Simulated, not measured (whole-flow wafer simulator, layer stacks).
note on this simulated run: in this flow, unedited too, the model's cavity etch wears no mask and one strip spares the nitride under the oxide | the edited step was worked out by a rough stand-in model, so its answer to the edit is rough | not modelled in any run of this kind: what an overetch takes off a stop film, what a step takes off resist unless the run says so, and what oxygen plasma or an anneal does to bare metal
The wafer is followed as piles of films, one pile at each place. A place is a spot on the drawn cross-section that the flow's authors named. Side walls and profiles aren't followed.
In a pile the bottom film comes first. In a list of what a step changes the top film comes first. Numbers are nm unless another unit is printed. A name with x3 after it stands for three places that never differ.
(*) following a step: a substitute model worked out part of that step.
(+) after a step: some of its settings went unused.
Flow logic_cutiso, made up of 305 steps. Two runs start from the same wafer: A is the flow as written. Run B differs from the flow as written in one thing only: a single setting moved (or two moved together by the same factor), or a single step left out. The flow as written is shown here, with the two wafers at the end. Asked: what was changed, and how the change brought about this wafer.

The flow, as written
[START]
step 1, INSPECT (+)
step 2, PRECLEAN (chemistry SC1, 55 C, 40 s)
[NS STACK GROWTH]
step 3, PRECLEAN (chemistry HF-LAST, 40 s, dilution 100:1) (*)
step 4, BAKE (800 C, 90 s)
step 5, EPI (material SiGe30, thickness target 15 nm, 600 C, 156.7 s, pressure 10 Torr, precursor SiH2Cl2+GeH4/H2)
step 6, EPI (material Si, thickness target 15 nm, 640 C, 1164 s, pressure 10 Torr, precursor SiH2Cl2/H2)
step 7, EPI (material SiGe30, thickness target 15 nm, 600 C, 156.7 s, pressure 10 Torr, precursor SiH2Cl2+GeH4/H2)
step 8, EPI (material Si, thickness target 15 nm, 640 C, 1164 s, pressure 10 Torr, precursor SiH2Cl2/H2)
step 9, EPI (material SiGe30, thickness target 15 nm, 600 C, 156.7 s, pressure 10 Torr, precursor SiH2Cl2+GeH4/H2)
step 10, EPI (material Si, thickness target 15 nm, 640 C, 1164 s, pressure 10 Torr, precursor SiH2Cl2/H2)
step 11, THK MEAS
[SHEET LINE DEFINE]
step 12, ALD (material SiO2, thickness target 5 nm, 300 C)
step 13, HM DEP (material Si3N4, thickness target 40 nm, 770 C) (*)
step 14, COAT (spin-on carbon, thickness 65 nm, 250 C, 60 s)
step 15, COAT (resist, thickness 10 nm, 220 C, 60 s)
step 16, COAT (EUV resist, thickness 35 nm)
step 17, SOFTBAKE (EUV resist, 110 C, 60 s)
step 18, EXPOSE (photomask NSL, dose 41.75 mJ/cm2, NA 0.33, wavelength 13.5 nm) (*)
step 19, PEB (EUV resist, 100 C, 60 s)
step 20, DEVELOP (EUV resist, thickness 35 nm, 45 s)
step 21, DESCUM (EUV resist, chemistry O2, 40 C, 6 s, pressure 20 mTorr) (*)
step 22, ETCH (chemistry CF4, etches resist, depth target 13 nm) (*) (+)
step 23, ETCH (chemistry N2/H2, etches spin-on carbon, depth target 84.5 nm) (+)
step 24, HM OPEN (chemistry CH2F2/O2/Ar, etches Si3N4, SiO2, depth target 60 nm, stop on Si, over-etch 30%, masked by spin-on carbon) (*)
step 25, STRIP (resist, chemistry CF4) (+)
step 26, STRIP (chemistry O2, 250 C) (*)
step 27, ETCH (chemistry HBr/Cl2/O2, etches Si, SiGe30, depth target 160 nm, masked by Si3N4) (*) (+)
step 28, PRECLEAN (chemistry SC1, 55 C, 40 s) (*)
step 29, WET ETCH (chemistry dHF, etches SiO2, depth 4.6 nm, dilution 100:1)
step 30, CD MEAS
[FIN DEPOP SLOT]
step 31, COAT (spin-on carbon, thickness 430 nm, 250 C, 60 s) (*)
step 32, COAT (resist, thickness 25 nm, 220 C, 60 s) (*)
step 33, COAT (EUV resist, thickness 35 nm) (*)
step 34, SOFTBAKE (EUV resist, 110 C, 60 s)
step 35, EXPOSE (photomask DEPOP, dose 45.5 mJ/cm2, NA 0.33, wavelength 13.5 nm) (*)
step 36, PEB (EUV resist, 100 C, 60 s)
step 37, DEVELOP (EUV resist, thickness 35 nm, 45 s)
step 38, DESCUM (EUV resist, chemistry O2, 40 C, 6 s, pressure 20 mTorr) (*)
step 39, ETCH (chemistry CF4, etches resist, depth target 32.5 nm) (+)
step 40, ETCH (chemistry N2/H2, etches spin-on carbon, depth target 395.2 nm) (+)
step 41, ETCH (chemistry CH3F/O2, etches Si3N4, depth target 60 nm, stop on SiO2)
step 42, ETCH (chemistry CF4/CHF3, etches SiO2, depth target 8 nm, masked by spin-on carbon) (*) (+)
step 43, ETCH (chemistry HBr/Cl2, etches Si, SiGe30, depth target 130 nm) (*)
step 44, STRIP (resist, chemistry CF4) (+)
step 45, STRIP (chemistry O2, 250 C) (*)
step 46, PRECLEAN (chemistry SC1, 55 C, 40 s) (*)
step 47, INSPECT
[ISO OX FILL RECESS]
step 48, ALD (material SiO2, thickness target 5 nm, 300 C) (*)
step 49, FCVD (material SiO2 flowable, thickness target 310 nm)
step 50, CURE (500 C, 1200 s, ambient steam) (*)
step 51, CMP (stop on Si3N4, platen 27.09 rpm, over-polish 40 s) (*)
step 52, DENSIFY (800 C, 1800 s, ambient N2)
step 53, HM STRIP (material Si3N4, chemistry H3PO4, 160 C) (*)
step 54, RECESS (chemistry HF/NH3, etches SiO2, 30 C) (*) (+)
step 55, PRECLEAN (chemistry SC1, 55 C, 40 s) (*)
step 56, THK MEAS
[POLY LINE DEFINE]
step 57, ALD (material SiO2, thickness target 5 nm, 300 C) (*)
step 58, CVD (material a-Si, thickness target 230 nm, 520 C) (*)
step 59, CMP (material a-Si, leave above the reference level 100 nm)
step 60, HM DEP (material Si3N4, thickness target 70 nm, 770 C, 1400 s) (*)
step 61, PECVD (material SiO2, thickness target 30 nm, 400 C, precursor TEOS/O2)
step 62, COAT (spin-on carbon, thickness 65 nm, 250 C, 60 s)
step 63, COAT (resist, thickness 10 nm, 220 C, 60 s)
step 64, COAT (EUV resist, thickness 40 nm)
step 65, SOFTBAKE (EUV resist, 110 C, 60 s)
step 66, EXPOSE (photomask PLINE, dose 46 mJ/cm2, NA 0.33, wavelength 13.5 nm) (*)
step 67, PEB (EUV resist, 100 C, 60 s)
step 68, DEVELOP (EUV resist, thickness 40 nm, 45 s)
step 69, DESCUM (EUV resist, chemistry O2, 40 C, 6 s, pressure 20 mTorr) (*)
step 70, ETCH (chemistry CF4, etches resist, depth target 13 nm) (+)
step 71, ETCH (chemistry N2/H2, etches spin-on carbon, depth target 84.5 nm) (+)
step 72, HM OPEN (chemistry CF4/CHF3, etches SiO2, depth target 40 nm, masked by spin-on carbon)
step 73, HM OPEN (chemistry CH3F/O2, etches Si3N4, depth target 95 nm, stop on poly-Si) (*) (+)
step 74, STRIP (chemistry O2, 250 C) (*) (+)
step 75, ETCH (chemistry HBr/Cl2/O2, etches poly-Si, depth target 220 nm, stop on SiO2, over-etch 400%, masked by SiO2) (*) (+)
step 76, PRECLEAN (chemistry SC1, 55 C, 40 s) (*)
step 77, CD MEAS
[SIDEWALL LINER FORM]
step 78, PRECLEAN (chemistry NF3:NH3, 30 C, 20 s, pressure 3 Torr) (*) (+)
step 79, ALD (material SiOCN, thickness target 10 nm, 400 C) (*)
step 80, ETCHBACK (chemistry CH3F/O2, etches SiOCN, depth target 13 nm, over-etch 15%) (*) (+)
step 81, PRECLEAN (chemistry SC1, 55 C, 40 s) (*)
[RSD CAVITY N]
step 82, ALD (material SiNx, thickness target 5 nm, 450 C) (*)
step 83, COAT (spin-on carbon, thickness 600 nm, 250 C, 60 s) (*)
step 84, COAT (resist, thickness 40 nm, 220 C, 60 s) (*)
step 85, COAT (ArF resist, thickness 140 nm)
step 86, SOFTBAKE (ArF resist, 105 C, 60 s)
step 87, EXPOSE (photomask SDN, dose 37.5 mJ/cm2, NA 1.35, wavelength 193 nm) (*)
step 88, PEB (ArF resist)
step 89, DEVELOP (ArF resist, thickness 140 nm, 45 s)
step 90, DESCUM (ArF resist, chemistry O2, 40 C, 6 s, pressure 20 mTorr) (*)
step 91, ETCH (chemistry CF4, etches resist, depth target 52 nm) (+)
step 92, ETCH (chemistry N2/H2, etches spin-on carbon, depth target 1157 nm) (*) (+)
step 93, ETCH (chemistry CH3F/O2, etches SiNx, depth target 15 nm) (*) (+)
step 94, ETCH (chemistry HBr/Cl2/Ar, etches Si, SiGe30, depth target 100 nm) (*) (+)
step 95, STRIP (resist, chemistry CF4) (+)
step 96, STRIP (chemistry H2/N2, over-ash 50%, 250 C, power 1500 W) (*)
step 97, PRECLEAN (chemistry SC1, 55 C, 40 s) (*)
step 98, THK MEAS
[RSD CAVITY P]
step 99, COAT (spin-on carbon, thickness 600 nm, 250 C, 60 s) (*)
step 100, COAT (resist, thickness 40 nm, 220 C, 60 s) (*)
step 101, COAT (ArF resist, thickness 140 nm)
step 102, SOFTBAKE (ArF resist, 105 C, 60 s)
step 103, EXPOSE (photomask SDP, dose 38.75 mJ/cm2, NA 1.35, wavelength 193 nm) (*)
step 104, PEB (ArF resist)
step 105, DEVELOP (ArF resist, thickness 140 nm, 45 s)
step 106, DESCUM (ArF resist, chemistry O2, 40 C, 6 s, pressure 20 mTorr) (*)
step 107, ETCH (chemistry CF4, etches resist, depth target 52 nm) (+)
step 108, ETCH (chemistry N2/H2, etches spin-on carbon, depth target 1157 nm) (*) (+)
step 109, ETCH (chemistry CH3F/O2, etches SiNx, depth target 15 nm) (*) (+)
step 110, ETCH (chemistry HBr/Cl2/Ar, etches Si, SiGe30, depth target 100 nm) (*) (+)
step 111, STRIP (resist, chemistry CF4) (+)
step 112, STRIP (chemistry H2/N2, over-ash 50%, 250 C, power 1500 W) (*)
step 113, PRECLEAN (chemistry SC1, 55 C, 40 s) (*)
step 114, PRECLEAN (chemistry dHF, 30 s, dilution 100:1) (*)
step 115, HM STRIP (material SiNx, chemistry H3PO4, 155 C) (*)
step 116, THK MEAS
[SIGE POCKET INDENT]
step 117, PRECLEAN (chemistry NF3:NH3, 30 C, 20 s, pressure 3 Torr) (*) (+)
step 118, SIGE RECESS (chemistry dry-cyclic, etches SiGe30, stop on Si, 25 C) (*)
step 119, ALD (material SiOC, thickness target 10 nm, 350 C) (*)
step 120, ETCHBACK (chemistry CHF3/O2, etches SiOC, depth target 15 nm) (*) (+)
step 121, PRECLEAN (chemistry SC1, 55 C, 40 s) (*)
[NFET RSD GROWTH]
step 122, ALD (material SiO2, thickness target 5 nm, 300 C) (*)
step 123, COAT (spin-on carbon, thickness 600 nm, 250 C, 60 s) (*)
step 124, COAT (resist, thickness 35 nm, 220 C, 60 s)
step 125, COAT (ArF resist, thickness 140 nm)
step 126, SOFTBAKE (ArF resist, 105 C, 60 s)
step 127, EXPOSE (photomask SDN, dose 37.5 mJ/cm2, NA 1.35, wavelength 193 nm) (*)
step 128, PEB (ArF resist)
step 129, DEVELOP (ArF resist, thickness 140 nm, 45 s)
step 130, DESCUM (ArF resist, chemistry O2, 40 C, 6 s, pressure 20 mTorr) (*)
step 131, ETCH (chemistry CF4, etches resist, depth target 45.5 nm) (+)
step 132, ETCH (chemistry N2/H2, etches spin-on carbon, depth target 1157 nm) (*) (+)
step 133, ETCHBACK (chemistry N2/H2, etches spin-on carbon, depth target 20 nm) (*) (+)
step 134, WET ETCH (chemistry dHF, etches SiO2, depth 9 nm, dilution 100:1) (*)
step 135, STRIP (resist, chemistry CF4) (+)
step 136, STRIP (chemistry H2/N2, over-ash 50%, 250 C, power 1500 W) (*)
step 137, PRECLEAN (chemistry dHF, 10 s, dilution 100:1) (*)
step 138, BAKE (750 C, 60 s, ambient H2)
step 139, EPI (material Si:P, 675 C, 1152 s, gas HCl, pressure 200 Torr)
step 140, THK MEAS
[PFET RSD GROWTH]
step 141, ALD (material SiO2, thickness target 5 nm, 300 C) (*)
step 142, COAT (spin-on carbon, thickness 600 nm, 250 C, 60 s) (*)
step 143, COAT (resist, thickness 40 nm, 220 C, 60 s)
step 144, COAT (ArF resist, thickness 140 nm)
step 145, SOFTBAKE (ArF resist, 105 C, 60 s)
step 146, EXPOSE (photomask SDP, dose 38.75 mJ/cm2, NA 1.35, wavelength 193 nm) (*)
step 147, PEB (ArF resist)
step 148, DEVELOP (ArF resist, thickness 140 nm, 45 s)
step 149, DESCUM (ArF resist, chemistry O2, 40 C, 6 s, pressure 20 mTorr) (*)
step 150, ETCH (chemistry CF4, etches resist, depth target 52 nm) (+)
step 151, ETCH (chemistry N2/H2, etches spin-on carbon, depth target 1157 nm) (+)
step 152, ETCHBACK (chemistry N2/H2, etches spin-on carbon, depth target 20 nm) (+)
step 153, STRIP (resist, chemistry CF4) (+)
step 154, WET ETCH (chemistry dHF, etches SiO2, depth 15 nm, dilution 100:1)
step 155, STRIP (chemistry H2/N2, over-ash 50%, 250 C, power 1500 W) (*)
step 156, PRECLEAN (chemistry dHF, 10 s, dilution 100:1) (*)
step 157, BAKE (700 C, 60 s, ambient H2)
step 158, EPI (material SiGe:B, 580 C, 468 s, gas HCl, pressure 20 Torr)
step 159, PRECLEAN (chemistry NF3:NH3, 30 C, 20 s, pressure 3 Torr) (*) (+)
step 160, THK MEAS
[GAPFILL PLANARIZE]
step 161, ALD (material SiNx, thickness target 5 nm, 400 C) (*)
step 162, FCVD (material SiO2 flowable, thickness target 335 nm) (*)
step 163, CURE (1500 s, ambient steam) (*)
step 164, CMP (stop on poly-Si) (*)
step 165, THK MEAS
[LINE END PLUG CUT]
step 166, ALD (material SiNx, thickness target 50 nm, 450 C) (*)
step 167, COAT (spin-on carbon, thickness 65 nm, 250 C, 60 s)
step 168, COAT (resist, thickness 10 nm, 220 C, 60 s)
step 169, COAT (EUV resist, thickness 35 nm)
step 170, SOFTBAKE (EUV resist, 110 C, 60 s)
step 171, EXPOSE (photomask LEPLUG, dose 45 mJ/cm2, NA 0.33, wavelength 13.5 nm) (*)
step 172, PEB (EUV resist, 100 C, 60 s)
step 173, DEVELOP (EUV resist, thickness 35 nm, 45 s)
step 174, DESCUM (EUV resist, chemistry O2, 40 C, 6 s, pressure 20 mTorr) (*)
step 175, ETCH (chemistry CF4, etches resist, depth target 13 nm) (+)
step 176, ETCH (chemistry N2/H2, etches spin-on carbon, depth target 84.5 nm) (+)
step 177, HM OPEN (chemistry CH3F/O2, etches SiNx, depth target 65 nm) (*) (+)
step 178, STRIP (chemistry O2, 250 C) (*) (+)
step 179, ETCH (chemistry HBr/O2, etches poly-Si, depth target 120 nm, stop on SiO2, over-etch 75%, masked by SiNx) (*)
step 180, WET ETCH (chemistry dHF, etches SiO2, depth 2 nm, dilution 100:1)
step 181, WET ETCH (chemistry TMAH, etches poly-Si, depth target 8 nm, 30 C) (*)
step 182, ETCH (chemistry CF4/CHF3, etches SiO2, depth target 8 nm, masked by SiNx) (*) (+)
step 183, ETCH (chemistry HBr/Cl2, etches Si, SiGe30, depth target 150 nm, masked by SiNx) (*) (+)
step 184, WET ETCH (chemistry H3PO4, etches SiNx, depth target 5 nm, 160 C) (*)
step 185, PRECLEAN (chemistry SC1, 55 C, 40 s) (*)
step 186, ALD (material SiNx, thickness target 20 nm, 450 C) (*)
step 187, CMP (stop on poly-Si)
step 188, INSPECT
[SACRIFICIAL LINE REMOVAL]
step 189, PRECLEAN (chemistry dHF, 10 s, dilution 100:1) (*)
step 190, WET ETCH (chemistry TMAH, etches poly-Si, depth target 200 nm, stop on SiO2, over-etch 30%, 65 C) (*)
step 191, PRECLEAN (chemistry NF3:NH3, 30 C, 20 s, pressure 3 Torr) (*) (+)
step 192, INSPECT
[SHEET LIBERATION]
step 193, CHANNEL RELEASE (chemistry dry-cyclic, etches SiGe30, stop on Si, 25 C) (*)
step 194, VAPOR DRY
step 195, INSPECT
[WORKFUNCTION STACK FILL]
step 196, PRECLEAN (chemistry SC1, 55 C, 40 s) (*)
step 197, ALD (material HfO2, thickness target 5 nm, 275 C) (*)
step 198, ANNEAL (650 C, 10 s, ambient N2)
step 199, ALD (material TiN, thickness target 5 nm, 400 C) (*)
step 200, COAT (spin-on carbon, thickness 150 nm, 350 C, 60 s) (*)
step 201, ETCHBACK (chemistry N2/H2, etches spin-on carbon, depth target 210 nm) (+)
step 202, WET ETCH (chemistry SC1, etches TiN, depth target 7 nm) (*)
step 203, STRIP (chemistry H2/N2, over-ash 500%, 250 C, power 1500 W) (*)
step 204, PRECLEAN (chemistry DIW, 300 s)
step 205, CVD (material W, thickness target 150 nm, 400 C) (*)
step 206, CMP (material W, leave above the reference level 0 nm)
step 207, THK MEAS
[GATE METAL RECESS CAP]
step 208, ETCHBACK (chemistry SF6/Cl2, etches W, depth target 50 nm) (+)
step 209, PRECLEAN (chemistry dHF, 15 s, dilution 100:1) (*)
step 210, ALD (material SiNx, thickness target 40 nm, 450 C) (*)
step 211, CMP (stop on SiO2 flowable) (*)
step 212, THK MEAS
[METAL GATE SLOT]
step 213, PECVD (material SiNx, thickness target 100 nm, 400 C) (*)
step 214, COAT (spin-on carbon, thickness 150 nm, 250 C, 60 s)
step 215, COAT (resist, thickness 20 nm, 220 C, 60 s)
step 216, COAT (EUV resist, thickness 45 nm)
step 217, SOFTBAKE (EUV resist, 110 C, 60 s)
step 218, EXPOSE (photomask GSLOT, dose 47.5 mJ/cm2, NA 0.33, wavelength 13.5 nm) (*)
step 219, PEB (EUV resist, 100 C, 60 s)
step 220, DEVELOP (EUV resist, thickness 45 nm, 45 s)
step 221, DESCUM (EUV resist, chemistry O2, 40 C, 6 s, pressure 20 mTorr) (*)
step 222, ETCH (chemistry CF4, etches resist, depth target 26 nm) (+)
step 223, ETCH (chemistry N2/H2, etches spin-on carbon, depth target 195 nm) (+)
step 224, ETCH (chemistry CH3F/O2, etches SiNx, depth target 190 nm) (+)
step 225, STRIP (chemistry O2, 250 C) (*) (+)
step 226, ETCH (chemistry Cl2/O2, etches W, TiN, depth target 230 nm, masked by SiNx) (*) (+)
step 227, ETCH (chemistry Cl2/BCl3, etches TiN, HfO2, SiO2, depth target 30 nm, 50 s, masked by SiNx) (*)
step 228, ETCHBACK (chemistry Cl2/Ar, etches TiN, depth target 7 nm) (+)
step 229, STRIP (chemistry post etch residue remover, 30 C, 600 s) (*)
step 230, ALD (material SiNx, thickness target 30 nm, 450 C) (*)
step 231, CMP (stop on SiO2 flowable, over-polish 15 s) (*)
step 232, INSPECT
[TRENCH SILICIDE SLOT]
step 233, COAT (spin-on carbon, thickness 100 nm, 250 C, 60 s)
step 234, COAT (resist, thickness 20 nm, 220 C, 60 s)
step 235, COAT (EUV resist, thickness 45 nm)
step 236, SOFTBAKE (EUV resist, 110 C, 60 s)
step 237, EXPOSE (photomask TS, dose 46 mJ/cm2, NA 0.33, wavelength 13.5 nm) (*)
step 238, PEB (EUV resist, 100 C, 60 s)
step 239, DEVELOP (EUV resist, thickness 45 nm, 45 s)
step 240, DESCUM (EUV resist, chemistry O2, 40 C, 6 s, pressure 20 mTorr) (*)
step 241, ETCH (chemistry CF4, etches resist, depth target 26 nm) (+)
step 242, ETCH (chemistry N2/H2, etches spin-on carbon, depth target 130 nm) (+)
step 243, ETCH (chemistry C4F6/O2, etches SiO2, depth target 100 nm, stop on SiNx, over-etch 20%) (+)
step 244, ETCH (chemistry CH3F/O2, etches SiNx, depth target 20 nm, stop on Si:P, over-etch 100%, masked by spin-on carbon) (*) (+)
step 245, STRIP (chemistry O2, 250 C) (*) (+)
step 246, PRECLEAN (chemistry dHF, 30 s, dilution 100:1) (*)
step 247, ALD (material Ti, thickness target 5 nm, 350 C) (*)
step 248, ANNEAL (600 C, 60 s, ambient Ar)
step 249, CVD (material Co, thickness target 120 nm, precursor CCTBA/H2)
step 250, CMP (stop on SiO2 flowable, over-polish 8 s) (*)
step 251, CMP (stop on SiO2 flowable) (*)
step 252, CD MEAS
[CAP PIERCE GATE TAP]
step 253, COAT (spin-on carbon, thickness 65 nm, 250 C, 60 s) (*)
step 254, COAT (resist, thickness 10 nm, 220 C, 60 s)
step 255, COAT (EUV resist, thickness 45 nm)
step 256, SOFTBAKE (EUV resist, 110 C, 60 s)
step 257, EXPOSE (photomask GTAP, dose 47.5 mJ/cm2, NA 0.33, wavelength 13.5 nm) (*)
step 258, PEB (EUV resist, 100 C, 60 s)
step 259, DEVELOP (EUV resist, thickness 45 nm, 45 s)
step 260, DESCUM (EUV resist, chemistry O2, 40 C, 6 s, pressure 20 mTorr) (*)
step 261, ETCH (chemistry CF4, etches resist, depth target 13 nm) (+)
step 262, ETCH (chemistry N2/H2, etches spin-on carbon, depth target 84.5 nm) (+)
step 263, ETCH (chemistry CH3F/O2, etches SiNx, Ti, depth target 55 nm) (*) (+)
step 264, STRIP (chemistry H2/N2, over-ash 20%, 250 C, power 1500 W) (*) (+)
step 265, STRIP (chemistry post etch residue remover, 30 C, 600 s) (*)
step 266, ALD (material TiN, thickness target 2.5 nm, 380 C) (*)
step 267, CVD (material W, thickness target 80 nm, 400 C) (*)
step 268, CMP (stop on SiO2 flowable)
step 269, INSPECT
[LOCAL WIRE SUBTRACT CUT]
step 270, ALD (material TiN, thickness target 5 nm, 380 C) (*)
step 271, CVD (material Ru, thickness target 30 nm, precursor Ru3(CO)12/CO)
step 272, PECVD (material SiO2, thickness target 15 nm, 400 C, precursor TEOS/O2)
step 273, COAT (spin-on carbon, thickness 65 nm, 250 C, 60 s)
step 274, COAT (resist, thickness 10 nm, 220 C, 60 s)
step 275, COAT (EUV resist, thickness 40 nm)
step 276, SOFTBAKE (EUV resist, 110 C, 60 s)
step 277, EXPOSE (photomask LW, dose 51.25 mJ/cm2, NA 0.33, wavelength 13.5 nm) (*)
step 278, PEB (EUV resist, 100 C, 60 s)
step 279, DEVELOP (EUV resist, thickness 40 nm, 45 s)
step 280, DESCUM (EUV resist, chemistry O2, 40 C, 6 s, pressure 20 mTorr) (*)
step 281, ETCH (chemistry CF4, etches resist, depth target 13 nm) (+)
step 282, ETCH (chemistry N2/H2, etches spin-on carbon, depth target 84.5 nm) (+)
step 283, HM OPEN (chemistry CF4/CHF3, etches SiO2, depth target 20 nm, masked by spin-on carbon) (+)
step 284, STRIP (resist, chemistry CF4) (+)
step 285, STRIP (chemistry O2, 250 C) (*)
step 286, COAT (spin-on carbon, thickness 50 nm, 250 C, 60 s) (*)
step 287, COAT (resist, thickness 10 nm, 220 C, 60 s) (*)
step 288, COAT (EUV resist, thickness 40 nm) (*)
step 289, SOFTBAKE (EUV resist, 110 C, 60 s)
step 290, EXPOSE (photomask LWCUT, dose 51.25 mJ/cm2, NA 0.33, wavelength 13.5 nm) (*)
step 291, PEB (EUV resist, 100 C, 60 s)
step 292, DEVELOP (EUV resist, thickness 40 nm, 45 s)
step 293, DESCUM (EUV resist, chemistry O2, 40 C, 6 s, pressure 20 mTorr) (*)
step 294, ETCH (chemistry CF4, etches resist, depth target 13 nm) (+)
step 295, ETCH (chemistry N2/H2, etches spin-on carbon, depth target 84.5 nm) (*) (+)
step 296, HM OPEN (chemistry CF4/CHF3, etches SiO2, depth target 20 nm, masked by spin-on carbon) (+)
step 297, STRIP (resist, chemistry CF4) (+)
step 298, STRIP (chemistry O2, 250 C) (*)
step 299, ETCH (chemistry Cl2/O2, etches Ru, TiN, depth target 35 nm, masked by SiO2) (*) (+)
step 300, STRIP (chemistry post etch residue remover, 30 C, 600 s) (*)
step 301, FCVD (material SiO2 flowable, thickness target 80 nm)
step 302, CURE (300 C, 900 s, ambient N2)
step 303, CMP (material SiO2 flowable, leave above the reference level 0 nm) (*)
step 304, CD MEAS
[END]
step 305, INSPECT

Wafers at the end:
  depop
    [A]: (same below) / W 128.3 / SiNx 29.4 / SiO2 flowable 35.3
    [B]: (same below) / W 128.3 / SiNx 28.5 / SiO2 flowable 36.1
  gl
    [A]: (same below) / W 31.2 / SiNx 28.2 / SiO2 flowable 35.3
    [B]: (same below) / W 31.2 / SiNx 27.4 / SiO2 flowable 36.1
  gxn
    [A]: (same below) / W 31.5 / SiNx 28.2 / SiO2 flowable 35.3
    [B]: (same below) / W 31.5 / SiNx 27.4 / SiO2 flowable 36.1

What caused this: step 299, ETCH: depth target 47.3 nm was run, while the flow as written has depth target 35 nm.

How this came from the change, step by step:
  step 299, ETCH (chemistry Cl2/O2, etches Ru, TiN, depth target 35 nm, masked by SiO2) (*) (+)
      depop, dpovl, gfld and 9 more: A -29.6 Ru (all of it), -5 TiN (all of it) | B -29.6 Ru (all of it), -5 TiN (all of it), -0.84 SiNx
      rsdw: A -29.6 Ru (all of it), -5 TiN (all of it) | B -29.6 Ru (all of it), -5 TiN (all of it), -0.84 Co
